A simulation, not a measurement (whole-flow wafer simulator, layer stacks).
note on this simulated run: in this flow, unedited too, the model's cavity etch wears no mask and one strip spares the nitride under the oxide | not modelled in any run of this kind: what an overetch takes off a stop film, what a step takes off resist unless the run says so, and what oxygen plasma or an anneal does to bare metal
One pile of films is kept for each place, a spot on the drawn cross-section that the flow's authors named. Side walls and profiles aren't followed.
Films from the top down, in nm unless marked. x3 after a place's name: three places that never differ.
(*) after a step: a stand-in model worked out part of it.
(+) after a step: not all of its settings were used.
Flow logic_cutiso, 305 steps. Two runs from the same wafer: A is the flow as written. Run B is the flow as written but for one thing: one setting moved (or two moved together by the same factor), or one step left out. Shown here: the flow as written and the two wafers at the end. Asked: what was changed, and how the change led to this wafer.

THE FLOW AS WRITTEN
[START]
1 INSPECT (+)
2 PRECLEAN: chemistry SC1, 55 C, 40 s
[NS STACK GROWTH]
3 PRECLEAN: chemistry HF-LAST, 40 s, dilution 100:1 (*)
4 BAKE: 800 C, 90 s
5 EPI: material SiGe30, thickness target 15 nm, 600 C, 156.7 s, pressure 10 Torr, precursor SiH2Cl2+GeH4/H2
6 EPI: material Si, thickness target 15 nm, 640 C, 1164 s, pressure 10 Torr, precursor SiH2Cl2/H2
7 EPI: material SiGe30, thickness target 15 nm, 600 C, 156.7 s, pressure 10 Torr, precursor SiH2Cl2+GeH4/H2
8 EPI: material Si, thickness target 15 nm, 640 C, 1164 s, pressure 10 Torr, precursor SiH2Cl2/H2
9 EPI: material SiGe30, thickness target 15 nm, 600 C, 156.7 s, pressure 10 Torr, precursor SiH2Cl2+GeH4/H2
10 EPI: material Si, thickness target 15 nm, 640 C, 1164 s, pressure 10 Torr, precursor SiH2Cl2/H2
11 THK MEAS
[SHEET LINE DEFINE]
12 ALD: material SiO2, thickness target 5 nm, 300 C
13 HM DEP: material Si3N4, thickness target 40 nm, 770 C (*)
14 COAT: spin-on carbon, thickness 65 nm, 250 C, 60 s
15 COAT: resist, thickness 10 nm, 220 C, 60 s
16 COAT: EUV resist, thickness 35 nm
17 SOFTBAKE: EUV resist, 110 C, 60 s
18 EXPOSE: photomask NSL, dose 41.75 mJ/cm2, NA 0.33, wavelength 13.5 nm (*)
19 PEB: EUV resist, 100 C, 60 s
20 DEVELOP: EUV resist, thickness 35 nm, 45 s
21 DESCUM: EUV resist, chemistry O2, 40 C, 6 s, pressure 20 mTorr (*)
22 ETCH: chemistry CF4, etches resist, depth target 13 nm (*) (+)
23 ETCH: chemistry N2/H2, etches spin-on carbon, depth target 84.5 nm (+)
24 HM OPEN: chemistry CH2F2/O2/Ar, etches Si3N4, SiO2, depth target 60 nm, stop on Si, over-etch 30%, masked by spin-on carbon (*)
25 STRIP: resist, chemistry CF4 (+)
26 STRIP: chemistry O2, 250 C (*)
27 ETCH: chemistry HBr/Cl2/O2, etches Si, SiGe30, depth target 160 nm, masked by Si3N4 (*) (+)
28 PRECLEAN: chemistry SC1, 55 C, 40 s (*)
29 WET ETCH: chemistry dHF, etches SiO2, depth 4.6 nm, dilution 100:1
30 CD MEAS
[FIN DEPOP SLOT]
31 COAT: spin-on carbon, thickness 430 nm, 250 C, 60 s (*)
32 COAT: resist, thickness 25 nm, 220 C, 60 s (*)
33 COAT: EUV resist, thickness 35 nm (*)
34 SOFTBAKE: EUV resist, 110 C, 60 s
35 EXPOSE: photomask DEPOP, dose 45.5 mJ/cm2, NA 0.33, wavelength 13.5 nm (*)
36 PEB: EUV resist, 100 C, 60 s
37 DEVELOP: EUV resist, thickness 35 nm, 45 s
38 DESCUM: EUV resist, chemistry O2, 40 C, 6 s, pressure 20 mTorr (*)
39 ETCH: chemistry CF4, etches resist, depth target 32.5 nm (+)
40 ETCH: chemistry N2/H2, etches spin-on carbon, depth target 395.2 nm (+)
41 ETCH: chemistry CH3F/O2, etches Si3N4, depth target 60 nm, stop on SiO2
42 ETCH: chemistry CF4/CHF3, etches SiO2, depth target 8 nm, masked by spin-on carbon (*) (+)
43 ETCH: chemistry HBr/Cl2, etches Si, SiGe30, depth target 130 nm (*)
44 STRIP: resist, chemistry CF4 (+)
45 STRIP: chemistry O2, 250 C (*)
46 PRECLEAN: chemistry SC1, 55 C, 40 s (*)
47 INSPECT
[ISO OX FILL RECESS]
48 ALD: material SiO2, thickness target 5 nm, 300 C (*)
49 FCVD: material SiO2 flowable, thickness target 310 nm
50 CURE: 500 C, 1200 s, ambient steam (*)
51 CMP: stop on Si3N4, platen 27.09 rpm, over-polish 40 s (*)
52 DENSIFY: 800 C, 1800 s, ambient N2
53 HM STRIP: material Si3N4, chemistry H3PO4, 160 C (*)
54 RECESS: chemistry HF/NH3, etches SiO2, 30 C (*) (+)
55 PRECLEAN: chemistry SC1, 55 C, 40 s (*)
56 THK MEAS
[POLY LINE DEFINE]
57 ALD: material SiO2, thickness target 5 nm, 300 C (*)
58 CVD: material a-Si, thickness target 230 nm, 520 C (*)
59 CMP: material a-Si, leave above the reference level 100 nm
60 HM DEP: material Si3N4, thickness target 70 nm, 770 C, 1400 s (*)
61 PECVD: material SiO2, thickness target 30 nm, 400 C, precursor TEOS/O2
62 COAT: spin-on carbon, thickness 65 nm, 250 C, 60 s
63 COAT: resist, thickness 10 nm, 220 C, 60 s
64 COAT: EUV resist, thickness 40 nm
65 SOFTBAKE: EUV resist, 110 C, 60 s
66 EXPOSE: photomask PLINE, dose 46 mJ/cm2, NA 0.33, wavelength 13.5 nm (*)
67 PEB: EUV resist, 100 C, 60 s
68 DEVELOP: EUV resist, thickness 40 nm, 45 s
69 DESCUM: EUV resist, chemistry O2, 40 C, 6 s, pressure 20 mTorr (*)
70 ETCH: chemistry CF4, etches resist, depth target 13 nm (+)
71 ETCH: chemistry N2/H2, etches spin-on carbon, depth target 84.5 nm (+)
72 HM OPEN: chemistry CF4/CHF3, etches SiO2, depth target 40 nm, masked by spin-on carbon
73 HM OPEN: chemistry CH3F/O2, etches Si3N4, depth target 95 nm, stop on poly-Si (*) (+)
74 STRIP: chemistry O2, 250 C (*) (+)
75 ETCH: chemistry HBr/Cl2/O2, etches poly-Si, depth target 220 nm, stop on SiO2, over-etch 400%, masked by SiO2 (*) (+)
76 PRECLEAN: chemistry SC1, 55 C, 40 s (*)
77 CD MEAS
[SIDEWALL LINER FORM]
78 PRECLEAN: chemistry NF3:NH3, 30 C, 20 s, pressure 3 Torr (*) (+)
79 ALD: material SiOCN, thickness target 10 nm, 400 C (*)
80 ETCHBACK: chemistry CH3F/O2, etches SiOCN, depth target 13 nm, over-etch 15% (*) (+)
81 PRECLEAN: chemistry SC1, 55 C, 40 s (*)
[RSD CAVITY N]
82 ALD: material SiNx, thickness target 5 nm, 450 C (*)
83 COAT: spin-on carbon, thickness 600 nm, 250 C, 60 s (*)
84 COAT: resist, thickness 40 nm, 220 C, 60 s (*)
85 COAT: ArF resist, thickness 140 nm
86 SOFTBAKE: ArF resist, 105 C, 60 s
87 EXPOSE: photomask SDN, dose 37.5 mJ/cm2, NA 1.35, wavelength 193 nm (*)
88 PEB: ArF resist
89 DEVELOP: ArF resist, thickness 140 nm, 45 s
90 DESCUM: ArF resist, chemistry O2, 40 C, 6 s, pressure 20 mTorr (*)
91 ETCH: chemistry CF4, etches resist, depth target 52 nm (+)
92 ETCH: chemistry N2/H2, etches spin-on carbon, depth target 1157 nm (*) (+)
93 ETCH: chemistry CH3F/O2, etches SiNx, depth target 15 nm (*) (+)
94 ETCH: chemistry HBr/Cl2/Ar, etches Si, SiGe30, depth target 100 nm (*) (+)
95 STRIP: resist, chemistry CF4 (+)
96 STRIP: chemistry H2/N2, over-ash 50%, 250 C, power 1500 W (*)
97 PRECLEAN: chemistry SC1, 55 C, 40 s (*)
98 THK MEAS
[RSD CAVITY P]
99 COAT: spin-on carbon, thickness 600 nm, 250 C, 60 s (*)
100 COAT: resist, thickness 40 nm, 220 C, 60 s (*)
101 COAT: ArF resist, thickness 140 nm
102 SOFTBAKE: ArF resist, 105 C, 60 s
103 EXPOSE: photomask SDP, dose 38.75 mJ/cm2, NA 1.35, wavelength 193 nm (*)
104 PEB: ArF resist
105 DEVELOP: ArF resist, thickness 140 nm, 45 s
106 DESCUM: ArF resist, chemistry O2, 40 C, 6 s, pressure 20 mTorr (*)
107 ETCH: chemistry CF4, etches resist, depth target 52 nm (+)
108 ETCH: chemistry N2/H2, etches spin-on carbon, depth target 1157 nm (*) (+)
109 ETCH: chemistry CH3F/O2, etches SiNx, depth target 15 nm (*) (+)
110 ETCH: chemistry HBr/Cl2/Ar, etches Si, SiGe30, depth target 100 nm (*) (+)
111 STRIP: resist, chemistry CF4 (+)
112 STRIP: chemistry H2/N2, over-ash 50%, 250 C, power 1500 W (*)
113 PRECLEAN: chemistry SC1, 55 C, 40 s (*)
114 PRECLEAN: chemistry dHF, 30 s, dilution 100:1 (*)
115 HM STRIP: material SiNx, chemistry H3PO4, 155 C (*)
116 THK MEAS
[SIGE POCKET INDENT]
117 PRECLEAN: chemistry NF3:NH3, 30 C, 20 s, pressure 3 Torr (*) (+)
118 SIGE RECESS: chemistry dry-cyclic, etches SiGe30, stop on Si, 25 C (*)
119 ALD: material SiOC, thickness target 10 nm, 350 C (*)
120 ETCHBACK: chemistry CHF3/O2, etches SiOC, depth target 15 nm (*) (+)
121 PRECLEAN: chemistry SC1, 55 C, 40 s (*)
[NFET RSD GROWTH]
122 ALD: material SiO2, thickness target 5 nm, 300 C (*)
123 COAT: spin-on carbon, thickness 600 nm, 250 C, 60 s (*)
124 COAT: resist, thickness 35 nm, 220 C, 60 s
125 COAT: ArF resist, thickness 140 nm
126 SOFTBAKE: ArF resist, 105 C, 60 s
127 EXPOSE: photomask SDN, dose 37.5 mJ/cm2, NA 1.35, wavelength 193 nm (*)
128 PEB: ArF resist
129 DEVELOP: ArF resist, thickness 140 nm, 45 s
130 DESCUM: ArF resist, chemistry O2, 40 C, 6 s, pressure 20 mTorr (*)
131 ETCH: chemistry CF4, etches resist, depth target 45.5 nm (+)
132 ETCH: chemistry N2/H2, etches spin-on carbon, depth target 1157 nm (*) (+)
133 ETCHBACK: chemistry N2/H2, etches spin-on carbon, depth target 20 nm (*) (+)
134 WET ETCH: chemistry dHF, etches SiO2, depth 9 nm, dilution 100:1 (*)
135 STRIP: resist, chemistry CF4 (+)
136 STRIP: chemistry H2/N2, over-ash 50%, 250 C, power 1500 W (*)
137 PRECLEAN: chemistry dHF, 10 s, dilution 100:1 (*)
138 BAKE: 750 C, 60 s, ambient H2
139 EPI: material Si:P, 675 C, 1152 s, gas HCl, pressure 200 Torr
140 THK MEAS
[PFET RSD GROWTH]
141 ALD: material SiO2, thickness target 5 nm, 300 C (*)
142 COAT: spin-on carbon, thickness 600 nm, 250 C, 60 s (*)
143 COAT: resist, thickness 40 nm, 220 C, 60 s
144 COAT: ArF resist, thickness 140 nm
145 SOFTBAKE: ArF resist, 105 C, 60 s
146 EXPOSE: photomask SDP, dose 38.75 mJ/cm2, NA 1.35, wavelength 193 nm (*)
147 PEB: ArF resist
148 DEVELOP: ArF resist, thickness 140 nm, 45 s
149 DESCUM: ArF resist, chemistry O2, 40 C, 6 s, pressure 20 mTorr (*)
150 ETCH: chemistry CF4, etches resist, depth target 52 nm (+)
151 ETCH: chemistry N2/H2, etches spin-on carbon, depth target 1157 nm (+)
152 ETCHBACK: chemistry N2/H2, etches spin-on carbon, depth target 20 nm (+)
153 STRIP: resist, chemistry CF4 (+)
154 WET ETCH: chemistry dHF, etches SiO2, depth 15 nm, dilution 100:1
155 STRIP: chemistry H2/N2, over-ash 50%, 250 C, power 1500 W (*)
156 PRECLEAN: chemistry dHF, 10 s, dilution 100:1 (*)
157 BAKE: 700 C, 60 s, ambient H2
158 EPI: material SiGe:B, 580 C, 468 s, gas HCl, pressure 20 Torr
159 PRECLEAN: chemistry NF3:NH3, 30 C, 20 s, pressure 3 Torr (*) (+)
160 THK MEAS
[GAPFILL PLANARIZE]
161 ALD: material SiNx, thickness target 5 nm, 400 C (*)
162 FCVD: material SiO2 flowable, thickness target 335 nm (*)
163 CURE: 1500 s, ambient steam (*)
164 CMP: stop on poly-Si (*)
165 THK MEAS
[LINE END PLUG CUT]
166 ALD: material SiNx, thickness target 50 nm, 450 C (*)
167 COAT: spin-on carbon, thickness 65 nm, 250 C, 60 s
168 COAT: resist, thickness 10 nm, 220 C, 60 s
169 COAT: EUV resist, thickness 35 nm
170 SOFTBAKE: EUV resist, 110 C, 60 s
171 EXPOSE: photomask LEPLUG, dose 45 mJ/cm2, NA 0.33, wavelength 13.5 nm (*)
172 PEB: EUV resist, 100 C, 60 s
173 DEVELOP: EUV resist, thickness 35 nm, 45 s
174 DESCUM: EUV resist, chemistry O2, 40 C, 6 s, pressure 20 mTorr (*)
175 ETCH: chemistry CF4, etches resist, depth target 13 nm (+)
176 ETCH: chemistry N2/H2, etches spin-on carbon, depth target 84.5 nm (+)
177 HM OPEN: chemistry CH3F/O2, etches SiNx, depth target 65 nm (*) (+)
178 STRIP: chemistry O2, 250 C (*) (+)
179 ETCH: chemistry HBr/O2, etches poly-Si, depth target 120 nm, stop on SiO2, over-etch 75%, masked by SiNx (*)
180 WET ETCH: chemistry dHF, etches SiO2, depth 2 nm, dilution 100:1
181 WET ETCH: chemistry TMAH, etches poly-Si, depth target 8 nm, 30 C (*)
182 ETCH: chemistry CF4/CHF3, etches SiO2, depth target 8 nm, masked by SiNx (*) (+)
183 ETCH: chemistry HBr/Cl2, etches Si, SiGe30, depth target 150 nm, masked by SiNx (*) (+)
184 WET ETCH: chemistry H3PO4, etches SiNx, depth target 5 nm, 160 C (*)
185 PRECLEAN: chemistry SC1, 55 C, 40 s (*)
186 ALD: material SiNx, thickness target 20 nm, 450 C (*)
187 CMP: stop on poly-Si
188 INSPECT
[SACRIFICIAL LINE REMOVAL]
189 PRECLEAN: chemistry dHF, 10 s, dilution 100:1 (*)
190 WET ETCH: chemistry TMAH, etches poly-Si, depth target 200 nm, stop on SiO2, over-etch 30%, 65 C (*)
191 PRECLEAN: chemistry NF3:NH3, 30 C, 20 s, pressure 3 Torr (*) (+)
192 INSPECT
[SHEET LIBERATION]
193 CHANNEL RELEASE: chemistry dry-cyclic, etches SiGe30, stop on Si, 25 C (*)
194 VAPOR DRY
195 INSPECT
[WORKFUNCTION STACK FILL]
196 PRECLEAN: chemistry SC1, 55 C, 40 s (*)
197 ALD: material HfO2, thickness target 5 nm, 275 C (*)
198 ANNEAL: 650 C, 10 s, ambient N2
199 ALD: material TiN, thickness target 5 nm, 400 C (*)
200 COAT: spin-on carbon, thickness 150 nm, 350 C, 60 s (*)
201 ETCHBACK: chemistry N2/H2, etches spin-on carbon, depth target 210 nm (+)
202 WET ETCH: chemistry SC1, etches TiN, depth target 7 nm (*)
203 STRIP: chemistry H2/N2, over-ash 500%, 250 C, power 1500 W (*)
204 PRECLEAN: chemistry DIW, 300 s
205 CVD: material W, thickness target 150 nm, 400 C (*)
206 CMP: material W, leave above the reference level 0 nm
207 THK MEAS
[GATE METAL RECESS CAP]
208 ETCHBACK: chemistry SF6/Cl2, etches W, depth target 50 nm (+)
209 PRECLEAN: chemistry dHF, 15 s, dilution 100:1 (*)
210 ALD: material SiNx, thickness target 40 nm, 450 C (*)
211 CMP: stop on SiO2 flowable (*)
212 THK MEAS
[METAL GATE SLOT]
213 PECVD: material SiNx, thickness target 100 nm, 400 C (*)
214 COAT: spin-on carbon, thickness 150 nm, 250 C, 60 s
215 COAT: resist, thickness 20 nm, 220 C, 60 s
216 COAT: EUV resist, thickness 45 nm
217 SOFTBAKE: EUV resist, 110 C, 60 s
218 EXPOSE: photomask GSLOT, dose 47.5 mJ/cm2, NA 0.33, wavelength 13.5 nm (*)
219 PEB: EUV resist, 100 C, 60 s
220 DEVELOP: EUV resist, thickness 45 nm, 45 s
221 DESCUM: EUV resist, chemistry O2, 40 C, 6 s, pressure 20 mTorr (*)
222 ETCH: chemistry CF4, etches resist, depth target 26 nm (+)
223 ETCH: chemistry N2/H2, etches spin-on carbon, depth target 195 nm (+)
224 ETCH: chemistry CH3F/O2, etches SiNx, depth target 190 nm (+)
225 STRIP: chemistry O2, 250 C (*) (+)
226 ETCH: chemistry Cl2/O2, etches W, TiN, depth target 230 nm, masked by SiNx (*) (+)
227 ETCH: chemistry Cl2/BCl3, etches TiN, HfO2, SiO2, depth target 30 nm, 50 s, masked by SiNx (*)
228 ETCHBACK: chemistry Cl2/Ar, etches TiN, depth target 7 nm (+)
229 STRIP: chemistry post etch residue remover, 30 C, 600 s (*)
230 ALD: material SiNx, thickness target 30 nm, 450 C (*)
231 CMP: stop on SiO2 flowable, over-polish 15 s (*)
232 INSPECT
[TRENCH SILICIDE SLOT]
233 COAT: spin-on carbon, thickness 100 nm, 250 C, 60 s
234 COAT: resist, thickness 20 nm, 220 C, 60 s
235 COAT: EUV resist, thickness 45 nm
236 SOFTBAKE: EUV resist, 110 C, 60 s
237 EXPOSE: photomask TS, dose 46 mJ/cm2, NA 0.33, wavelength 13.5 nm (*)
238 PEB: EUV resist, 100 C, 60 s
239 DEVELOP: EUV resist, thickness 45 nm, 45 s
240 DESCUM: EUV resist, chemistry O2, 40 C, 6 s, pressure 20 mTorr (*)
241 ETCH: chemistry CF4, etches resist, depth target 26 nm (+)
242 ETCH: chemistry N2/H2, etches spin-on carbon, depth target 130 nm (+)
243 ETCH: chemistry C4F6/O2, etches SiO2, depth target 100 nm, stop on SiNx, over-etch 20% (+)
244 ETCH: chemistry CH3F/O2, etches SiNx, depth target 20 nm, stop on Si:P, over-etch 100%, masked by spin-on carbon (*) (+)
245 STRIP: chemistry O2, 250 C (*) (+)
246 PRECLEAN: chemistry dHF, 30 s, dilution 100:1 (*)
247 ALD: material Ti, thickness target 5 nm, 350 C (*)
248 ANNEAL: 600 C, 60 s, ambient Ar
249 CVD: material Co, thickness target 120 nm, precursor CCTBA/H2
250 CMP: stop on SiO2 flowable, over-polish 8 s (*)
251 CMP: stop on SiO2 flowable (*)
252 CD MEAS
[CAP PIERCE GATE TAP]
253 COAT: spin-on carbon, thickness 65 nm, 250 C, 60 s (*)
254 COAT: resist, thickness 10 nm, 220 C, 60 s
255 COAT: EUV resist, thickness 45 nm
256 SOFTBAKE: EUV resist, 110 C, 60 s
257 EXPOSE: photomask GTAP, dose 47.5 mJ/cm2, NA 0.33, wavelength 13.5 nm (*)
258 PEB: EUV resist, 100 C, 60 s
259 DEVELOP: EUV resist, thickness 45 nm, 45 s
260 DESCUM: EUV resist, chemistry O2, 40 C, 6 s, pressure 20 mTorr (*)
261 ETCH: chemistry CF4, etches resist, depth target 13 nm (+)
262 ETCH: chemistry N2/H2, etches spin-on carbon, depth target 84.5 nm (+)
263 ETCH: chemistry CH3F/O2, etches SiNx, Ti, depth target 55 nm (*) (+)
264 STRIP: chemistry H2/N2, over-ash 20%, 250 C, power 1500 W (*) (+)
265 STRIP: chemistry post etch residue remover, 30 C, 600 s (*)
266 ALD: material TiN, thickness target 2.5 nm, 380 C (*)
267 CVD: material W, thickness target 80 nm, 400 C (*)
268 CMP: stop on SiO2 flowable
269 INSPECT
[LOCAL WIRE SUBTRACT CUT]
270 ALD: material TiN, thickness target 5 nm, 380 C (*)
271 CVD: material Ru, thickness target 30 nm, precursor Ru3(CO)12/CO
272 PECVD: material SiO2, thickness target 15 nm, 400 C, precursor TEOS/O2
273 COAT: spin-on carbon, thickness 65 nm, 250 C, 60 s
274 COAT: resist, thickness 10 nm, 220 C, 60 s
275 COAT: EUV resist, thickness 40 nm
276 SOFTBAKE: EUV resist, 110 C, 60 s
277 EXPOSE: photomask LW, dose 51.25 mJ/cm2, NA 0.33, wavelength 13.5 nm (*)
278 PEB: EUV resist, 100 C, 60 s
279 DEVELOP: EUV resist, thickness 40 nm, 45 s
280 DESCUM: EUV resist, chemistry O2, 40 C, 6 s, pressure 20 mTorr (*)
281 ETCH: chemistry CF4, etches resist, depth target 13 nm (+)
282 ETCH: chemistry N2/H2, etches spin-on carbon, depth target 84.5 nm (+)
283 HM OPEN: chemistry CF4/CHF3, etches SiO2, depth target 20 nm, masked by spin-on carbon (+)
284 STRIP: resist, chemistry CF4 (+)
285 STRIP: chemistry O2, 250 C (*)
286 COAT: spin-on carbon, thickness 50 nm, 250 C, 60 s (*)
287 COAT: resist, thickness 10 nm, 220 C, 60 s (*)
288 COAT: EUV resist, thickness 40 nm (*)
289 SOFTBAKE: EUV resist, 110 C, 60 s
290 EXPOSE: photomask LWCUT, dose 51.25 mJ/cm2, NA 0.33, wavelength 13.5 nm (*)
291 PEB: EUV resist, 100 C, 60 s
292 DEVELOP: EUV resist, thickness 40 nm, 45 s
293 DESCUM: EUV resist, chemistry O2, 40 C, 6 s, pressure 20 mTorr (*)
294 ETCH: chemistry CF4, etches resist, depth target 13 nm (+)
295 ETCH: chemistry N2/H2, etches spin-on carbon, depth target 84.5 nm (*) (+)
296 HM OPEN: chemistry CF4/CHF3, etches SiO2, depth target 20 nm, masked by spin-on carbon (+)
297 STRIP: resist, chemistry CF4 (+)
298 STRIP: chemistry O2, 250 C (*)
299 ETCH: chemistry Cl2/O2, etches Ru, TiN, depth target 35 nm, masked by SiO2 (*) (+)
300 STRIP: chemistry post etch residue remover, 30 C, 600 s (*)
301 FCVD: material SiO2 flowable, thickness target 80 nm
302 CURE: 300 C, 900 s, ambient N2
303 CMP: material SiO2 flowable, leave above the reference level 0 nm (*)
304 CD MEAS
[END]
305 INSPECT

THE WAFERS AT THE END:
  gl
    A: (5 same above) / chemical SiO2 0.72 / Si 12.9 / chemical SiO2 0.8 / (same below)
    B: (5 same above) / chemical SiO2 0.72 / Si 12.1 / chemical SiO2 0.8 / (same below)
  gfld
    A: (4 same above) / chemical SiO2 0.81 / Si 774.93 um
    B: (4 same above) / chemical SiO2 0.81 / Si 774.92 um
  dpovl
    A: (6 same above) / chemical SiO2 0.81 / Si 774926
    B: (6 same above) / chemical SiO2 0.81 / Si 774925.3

The cause: step 10, EPI: thickness target 14.2 nm was run, where the flow has thickness target 15 nm; step 10, EPI: 1106 s was run, where the flow has 1164 s.

How the change led to this, step by step:
  10 EPI: material Si, thickness target 15 nm, 640 C, 1164 s, pressure 10 Torr, precursor SiH2Cl2/H2
      depop, dpovl, gfld and 19 more: A Si +15 (new film) | B Si +14.3 (new film)
  27 ETCH: chemistry HBr/Cl2/O2, etches Si, SiGe30, depth target 160 nm, masked by Si3N4 (*) (+)
      gfld, gxf, iso, lnri: A chemical SiO2 -0.79 (all of it), Si -11.4 (all of it), SiGe30 -15 (all of it), Si -15 (all of it), SiGe30 -15 (all of it), Si -15 (all of it), SiGe30 -15 (all of it), Si -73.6 | B chemical SiO2 -0.79 (all of it), Si -10.6 (all of it), SiGe30 -15 (all of it), Si -15 (all of it), SiGe30 -15 (all of it), Si -15 (all of it), SiGe30 -15 (all of it), Si -74.4
      dpovl, nsgap: A chemical SiO2 -0.79 (all of it), Si -11.8 (all of it), SiGe30 -15 (all of it), Si -15 (all of it), SiGe30 -15 (all of it), Si -15 (all of it), SiGe30 -15 (all of it), Si -73.2 | B chemical SiO2 -0.79 (all of it), Si -11 (all of it), SiGe30 -15 (all of it), Si -15 (all of it), SiGe30 -15 (all of it), Si -15 (all of it), SiGe30 -15 (all of it), Si -74
      (and at 1 more place)
  43 ETCH: chemistry HBr/Cl2, etches Si, SiGe30, depth target 130 nm (*)
      depop: A Si -14 (all of it), SiGe30 -15 (all of it), Si -15 (all of it), SiGe30 -15 (all of it), Si -15 (all of it), SiGe30 -15 (all of it), Si -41 | B Si -13.3 (all of it), SiGe30 -15 (all of it), Si -15 (all of it), SiGe30 -15 (all of it), Si -15 (all of it), SiGe30 -15 (all of it), Si -41.7
  94 ETCH: chemistry HBr/Cl2/Ar, etches Si, SiGe30, depth target 100 nm (*) (+)
      rsdn, rsdx: A chemical SiO2 -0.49 (all of it), Si -12.8 (all of it), SiGe30 -15 (all of it), Si -15 (all of it), SiGe30 -15 (all of it), Si -15 (all of it), SiGe30 -15 (all of it), Si -12.2 | B chemical SiO2 -0.49 (all of it), Si -12.1 (all of it), SiGe30 -15 (all of it), Si -15 (all of it), SiGe30 -15 (all of it), Si -15 (all of it), SiGe30 -15 (all of it), Si -12.9
  110 ETCH: chemistry HBr/Cl2/Ar, etches Si, SiGe30, depth target 100 nm (*) (+)
      rsdp, rsdw: A chemical SiO2 -0.49 (all of it), Si -12.8 (all of it), SiGe30 -15 (all of it), Si -15 (all of it), SiGe30 -15 (all of it), Si -15 (all of it), SiGe30 -15 (all of it), Si -12.2 | B chemical SiO2 -0.49 (all of it), Si -12.1 (all of it), SiGe30 -15 (all of it), Si -15 (all of it), SiGe30 -15 (all of it), Si -15 (all of it), SiGe30 -15 (all of it), Si -12.9
  183 ETCH: chemistry HBr/Cl2, etches Si, SiGe30, depth target 150 nm, masked by SiNx (*) (+)
      plug: A Si -13.6 (all of it), SiGe30 -15 (all of it), Si -15 (all of it), SiGe30 -15 (all of it), Si -15 (all of it), SiGe30 -15 (all of it), Si -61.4 | B Si -12.8 (all of it), SiGe30 -15 (all of it), Si -15 (all of it), SiGe30 -15 (all of it), Si -15 (all of it), SiGe30 -15 (all of it), Si -62.2
